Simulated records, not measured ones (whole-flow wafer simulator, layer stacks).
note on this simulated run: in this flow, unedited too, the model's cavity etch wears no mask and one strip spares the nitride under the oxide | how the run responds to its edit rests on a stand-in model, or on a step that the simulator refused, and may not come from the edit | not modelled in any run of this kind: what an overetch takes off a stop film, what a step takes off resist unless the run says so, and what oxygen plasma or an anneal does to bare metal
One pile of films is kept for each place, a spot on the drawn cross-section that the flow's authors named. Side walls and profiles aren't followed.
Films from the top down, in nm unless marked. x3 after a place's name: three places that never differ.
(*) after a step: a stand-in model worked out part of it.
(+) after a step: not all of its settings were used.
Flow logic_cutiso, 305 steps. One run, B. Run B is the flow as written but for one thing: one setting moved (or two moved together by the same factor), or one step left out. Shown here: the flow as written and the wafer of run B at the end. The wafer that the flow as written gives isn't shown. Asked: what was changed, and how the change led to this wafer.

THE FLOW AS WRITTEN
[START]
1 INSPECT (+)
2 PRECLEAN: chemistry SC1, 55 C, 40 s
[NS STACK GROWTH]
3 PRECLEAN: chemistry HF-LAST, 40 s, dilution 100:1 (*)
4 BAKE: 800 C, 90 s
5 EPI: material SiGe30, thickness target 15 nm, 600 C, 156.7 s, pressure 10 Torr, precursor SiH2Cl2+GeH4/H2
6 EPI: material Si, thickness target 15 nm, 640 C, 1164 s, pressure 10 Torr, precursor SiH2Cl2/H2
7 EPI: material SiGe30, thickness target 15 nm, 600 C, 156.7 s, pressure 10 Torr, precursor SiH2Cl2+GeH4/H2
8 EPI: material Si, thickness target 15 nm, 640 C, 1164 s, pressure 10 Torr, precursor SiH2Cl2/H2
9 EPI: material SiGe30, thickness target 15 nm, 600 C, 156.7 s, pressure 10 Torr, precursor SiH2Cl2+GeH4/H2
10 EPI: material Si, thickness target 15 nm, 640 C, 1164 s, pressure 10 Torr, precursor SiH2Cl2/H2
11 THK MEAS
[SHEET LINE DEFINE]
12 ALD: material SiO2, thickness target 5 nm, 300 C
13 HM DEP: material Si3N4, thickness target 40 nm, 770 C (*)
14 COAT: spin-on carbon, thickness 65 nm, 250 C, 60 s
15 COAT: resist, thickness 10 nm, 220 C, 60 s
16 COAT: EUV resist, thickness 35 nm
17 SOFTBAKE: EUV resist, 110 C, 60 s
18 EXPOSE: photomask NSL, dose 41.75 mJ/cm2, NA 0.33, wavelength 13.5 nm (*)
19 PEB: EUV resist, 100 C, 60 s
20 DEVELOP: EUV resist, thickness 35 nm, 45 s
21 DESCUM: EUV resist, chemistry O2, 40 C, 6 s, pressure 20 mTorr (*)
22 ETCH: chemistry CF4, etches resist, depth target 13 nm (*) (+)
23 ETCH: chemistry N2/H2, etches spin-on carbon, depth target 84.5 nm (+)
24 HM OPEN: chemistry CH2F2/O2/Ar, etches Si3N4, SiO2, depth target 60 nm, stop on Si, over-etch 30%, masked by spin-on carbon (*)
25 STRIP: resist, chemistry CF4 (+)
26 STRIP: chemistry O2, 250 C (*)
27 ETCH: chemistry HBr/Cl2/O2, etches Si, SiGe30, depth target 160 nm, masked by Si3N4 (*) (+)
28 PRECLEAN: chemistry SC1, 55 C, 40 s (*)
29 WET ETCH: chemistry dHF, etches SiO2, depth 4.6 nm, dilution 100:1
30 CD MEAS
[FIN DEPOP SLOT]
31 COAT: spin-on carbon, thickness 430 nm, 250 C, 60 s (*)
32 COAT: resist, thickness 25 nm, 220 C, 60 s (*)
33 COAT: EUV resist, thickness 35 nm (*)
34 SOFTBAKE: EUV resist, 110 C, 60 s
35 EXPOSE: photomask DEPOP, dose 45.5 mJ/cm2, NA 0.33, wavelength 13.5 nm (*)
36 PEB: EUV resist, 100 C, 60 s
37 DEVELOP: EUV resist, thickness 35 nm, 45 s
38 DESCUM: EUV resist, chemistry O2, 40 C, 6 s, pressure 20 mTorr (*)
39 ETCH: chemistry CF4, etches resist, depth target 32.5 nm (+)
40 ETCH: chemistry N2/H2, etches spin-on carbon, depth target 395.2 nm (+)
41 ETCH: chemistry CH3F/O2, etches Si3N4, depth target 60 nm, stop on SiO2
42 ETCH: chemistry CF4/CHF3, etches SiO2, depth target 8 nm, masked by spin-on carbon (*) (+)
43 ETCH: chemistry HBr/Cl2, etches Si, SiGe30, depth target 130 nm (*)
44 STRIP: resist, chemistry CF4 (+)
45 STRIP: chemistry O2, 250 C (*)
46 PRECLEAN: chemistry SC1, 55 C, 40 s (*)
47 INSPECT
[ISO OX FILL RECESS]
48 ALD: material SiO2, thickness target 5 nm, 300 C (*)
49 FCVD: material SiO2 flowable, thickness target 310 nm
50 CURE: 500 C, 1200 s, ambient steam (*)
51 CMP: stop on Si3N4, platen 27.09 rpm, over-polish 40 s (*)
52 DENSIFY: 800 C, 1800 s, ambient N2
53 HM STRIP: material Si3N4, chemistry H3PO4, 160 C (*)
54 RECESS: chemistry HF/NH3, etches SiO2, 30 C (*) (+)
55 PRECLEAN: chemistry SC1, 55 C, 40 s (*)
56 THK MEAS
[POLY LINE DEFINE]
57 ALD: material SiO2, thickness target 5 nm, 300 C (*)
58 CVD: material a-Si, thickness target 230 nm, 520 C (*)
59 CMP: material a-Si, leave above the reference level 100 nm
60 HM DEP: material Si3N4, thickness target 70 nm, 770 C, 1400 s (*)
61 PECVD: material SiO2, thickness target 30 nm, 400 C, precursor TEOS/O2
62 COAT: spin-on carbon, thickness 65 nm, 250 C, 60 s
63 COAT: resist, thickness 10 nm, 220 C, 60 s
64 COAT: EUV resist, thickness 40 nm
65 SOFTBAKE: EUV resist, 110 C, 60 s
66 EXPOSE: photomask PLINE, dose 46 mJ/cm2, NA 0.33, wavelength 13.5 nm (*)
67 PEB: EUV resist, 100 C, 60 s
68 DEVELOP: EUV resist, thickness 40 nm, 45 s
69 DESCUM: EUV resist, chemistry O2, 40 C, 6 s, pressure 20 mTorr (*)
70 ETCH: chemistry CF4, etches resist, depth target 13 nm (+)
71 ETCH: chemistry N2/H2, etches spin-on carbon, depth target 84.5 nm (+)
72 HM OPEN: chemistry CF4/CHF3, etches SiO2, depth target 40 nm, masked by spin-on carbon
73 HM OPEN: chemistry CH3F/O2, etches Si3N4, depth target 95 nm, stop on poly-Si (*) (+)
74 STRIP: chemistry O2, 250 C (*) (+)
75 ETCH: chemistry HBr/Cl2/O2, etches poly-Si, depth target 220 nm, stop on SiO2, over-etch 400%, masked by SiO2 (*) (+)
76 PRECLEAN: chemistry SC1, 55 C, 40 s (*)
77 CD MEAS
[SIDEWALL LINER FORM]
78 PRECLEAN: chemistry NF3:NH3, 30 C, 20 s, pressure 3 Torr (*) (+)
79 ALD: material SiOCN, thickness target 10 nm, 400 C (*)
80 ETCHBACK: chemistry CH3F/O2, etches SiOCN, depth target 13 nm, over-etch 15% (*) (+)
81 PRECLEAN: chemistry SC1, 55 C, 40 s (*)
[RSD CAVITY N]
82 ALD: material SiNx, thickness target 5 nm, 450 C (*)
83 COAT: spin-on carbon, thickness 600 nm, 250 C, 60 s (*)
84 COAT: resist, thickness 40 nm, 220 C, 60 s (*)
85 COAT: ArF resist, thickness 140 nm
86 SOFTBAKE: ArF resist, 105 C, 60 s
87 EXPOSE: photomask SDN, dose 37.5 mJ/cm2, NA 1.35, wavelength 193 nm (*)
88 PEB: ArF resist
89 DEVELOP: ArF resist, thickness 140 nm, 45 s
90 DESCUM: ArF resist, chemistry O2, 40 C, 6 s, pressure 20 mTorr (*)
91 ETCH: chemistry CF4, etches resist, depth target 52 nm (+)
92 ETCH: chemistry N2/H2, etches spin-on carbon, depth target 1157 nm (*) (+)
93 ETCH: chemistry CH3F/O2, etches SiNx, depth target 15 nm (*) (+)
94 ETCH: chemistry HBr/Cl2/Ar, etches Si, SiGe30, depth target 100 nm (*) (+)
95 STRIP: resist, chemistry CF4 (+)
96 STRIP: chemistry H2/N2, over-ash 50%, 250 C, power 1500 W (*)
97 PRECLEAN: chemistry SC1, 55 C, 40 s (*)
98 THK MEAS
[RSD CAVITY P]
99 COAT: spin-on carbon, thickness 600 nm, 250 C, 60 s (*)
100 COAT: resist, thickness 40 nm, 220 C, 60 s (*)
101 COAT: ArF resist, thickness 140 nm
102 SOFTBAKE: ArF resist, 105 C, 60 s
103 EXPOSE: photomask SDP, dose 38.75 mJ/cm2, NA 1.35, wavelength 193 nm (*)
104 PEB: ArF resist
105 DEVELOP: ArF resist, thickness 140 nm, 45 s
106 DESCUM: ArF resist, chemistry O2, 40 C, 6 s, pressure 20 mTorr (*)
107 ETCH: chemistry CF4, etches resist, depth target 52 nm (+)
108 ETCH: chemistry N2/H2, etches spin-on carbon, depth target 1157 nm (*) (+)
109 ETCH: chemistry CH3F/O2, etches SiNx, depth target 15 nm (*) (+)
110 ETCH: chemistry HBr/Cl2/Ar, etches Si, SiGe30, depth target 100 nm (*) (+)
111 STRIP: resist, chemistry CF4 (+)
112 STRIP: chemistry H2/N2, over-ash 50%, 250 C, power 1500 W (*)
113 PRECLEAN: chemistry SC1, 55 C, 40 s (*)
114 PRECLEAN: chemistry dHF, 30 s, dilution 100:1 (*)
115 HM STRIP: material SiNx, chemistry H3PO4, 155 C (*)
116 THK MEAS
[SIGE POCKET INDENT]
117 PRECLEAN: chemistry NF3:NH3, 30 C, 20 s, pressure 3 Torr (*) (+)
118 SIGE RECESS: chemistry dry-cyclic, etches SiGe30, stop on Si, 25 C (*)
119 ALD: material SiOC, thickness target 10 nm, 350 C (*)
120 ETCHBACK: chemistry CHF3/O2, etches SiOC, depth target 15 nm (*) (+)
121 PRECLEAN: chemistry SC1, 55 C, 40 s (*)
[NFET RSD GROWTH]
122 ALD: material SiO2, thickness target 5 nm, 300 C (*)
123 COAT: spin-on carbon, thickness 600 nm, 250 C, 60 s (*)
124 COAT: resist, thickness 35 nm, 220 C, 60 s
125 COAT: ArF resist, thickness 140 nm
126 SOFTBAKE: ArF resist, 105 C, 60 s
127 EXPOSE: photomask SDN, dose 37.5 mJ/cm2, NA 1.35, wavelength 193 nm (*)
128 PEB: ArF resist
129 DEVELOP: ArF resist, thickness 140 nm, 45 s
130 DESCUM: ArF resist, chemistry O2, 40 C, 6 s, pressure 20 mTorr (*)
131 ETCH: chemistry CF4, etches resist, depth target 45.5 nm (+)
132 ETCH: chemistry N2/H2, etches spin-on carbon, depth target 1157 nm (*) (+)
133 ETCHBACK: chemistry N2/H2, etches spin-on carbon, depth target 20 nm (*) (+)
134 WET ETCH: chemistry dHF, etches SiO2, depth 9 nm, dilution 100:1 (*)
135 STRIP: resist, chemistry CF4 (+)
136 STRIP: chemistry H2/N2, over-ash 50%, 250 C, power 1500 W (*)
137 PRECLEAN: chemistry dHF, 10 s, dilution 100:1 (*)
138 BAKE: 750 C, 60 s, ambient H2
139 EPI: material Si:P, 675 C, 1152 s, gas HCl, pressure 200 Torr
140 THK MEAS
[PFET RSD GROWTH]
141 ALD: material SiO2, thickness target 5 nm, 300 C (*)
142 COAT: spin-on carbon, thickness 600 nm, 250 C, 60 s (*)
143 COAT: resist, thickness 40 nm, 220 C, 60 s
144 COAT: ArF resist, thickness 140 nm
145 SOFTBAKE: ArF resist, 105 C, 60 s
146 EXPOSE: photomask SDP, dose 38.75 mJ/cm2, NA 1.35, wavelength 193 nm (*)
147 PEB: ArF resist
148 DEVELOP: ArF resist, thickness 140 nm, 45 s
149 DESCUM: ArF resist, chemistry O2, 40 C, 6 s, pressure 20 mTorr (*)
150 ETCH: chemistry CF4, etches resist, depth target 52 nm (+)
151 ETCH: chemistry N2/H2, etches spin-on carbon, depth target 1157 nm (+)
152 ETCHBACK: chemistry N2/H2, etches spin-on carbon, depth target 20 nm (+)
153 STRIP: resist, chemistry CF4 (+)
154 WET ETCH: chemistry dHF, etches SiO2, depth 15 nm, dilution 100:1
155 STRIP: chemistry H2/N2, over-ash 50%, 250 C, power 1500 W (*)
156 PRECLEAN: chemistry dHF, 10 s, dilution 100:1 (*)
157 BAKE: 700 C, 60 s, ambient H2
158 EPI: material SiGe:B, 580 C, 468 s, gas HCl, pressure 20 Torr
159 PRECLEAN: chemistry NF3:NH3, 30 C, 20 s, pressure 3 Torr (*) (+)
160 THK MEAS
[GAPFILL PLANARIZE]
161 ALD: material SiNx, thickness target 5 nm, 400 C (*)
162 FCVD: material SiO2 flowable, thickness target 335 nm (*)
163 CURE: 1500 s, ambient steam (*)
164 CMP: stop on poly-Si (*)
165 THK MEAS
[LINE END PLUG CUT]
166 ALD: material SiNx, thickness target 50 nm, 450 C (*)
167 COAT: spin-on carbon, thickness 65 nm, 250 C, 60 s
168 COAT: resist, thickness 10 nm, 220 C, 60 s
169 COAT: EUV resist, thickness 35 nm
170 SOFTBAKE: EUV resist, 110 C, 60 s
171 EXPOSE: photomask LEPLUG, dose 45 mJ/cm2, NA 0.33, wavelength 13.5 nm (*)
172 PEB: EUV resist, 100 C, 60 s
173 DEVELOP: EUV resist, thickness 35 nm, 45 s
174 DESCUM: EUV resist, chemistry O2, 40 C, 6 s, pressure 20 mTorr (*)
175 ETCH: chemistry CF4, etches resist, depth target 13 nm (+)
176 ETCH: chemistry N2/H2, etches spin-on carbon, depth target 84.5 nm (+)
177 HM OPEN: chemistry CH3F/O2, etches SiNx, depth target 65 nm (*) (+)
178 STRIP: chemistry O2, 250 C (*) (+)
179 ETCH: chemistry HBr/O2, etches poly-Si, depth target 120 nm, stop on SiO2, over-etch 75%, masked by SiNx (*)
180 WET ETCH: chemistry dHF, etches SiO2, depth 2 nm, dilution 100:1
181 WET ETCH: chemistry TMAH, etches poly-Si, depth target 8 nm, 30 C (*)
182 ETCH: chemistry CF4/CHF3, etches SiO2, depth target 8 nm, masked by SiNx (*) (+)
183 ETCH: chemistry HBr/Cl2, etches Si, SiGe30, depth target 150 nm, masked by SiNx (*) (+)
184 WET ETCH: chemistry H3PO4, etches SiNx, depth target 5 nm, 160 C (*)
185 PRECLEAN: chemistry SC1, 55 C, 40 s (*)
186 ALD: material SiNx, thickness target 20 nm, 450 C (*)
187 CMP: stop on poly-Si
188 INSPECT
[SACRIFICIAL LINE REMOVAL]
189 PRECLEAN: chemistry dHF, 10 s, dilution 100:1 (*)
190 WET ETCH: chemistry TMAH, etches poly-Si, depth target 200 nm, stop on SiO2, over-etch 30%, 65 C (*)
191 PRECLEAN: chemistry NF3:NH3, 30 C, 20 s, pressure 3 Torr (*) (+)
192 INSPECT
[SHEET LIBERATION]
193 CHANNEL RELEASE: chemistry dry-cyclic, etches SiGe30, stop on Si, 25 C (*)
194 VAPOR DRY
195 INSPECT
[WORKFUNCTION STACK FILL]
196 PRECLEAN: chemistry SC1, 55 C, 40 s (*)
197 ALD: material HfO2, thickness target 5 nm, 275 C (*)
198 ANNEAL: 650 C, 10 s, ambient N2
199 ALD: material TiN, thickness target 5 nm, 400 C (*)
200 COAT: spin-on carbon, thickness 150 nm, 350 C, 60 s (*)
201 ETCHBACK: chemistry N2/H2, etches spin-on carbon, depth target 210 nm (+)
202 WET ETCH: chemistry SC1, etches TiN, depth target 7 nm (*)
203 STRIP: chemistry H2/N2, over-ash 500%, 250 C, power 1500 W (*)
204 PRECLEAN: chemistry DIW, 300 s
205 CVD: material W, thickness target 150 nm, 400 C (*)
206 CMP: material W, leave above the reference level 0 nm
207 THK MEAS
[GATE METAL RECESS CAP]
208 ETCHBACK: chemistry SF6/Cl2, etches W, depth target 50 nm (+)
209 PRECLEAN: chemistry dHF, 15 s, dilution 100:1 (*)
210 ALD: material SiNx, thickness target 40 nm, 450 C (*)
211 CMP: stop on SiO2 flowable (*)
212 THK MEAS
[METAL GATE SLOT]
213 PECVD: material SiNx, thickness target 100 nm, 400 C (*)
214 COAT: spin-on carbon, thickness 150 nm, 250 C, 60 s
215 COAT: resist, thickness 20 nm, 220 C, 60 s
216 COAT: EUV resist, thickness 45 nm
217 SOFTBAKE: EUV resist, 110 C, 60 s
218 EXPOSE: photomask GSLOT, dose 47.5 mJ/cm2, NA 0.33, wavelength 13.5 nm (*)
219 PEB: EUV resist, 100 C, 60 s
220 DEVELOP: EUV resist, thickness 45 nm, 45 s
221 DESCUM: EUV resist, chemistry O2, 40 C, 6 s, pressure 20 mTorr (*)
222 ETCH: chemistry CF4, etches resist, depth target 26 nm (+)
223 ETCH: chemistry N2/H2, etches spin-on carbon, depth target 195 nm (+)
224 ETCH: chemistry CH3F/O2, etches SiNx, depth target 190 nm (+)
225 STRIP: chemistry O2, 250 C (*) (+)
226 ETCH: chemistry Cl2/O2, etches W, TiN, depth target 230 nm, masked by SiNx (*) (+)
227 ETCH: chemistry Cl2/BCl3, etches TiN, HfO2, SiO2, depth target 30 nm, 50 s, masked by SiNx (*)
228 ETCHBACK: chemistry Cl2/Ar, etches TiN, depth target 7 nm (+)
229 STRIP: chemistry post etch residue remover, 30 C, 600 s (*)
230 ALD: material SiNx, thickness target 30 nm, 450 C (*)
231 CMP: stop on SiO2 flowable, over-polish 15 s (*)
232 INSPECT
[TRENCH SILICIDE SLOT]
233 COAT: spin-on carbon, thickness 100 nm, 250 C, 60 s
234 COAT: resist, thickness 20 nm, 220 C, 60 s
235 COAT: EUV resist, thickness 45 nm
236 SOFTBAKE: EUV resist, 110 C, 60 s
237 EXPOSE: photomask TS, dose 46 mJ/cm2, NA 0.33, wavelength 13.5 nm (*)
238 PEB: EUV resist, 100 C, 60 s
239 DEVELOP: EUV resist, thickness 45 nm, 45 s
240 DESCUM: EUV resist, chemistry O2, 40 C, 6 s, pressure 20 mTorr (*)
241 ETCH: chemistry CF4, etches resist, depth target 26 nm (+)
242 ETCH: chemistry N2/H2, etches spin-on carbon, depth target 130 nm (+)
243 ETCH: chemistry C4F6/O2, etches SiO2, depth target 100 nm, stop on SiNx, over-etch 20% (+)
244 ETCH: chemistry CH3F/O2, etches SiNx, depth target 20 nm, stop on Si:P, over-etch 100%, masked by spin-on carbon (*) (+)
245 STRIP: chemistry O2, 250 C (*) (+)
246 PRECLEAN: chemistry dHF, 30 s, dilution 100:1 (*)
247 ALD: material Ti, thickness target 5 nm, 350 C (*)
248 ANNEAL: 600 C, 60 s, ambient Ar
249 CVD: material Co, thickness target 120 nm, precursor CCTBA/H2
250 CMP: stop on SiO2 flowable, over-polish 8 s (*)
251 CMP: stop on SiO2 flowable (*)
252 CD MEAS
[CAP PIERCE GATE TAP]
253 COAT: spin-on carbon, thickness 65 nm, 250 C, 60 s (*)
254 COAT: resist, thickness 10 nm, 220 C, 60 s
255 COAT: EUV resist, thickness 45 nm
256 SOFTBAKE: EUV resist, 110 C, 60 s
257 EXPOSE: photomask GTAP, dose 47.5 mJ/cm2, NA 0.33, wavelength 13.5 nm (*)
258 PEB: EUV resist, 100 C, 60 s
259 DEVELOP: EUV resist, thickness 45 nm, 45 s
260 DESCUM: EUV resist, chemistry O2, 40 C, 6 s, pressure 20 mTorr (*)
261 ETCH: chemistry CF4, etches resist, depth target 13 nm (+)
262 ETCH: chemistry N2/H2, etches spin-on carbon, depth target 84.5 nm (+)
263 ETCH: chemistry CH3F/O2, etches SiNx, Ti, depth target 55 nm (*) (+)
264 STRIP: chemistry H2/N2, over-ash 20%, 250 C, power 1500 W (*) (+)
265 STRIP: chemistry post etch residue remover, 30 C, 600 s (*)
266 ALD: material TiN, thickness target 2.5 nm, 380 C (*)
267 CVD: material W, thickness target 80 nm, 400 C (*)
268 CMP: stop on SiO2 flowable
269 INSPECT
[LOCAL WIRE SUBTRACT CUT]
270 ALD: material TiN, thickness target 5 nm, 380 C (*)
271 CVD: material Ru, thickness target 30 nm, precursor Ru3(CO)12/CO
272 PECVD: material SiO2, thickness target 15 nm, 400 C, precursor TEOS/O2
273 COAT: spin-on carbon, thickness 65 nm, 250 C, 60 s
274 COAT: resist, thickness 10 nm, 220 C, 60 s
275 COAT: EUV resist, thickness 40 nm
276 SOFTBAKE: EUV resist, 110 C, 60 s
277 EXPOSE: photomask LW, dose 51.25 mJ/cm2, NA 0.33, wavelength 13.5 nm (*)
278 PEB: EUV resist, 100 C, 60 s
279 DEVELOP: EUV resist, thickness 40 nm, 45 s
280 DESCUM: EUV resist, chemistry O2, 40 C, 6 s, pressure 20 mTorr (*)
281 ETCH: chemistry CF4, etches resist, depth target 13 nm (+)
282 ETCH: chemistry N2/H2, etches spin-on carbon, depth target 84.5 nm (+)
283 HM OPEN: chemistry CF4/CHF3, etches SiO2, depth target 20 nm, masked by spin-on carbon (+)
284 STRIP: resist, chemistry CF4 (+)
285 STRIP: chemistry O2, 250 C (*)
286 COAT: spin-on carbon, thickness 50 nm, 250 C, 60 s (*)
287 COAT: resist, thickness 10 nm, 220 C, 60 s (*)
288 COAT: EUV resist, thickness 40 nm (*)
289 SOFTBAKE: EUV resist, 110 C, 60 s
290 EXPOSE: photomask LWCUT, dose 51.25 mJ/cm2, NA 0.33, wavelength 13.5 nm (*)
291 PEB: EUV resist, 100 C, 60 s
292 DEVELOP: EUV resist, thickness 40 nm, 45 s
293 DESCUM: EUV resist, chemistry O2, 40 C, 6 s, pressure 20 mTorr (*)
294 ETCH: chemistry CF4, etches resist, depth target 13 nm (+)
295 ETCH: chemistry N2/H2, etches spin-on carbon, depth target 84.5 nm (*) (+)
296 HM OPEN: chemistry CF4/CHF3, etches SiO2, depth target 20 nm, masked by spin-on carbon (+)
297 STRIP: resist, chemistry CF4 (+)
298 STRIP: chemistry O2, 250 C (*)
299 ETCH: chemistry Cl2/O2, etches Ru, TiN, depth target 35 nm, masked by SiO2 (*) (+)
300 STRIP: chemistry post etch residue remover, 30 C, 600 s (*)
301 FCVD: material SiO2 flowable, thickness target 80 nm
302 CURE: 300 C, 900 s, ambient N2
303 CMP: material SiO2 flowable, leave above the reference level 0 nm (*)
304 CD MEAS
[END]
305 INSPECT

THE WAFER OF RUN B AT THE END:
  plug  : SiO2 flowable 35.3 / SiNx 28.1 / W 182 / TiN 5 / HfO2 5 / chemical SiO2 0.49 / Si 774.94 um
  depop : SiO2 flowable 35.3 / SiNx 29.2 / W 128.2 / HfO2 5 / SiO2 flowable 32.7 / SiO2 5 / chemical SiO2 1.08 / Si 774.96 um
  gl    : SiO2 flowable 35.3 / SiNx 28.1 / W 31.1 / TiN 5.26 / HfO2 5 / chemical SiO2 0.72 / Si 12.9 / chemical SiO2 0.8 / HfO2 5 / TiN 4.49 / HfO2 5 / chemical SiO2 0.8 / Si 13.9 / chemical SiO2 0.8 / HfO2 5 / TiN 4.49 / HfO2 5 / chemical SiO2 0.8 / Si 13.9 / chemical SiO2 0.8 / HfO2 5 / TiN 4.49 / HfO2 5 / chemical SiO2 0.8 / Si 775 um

The cause: step 186, ALD: material SiNx, thickness target 20 nm, 450 C (*), was left out.

How the change led to this, step by step:
  187 CMP: stop on poly-Si
      plug: nothing (as written it would be: SiNx -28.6)
      depop, dpovl, gfld and 18 more: SiNx -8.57 (all of it) (as written it would be: SiNx -28.6 (all of it))
  191 PRECLEAN: chemistry NF3:NH3, 30 C, 20 s, pressure 3 Torr (*) (+)
      plug: nothing (as written it would be: SiNx -1.08)
  200 COAT: spin-on carbon, thickness 150 nm, 350 C, 60 s (*)
      lnr, lnrp: spin-on carbon +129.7 (new film) (as written it would be: spin-on carbon +133.9 (new film))
      iso: spin-on carbon +141.9 (new film) (as written it would be: spin-on carbon +145.4 (new film))
      (and at 7 more places)
  201 ETCHBACK: chemistry N2/H2, etches spin-on carbon, depth target 210 nm (+)
      plug: spin-on carbon -210 (as written it would be: spin-on carbon -134.1 (all of it))
      lnr, lnrp: spin-on carbon -129.7 (all of it) (as written it would be: spin-on carbon -133.9 (all of it))
      (and at 7 more places)
  202 WET ETCH: chemistry SC1, etches TiN, depth target 7 nm (*)
      plug: spin-on carbon -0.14 (as written it would be: TiN -5 (all of it))
  203 STRIP: chemistry H2/N2, over-ash 500%, 250 C, power 1500 W (*)
      plug: spin-on carbon -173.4 (all of it) (as written it would be: nothing)
      gxn, gxp: spin-on carbon -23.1 (all of it) (as written it would be: spin-on carbon -26.8 (all of it))
      (and at 5 more places)
  205 CVD: material W, thickness target 150 nm, 400 C (*)
      plug: W +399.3 (new film) (as written it would be: W +150.2 (new film))
  206 CMP: material W, leave above the reference level 0 nm
      plug: W -167.3 (as written it would be: W -150.2 (all of it), HfO2 -5 (all of it), SiNx -12)
  208 ETCHBACK: chemistry SF6/Cl2, etches W, depth target 50 nm (+)
      plug: W -50 (as written it would be: SiNx -12.5)
  210 ALD: material SiNx, thickness target 40 nm, 450 C (*)
      plug: SiNx +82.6 (new film) (as written it would be: SiNx +42.5)
  211 CMP: stop on SiO2 flowable (*)
      plug: SiNx -43.3 (as written it would be: SiNx -40.3)
  251 CMP: stop on SiO2 flowable (*)
      rsdx: Ti -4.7 (as written it would be: Ti -5 (all of it))
Counting metal films that touch as one body, plug has 1 body; the flow as written gives 0 bodies.
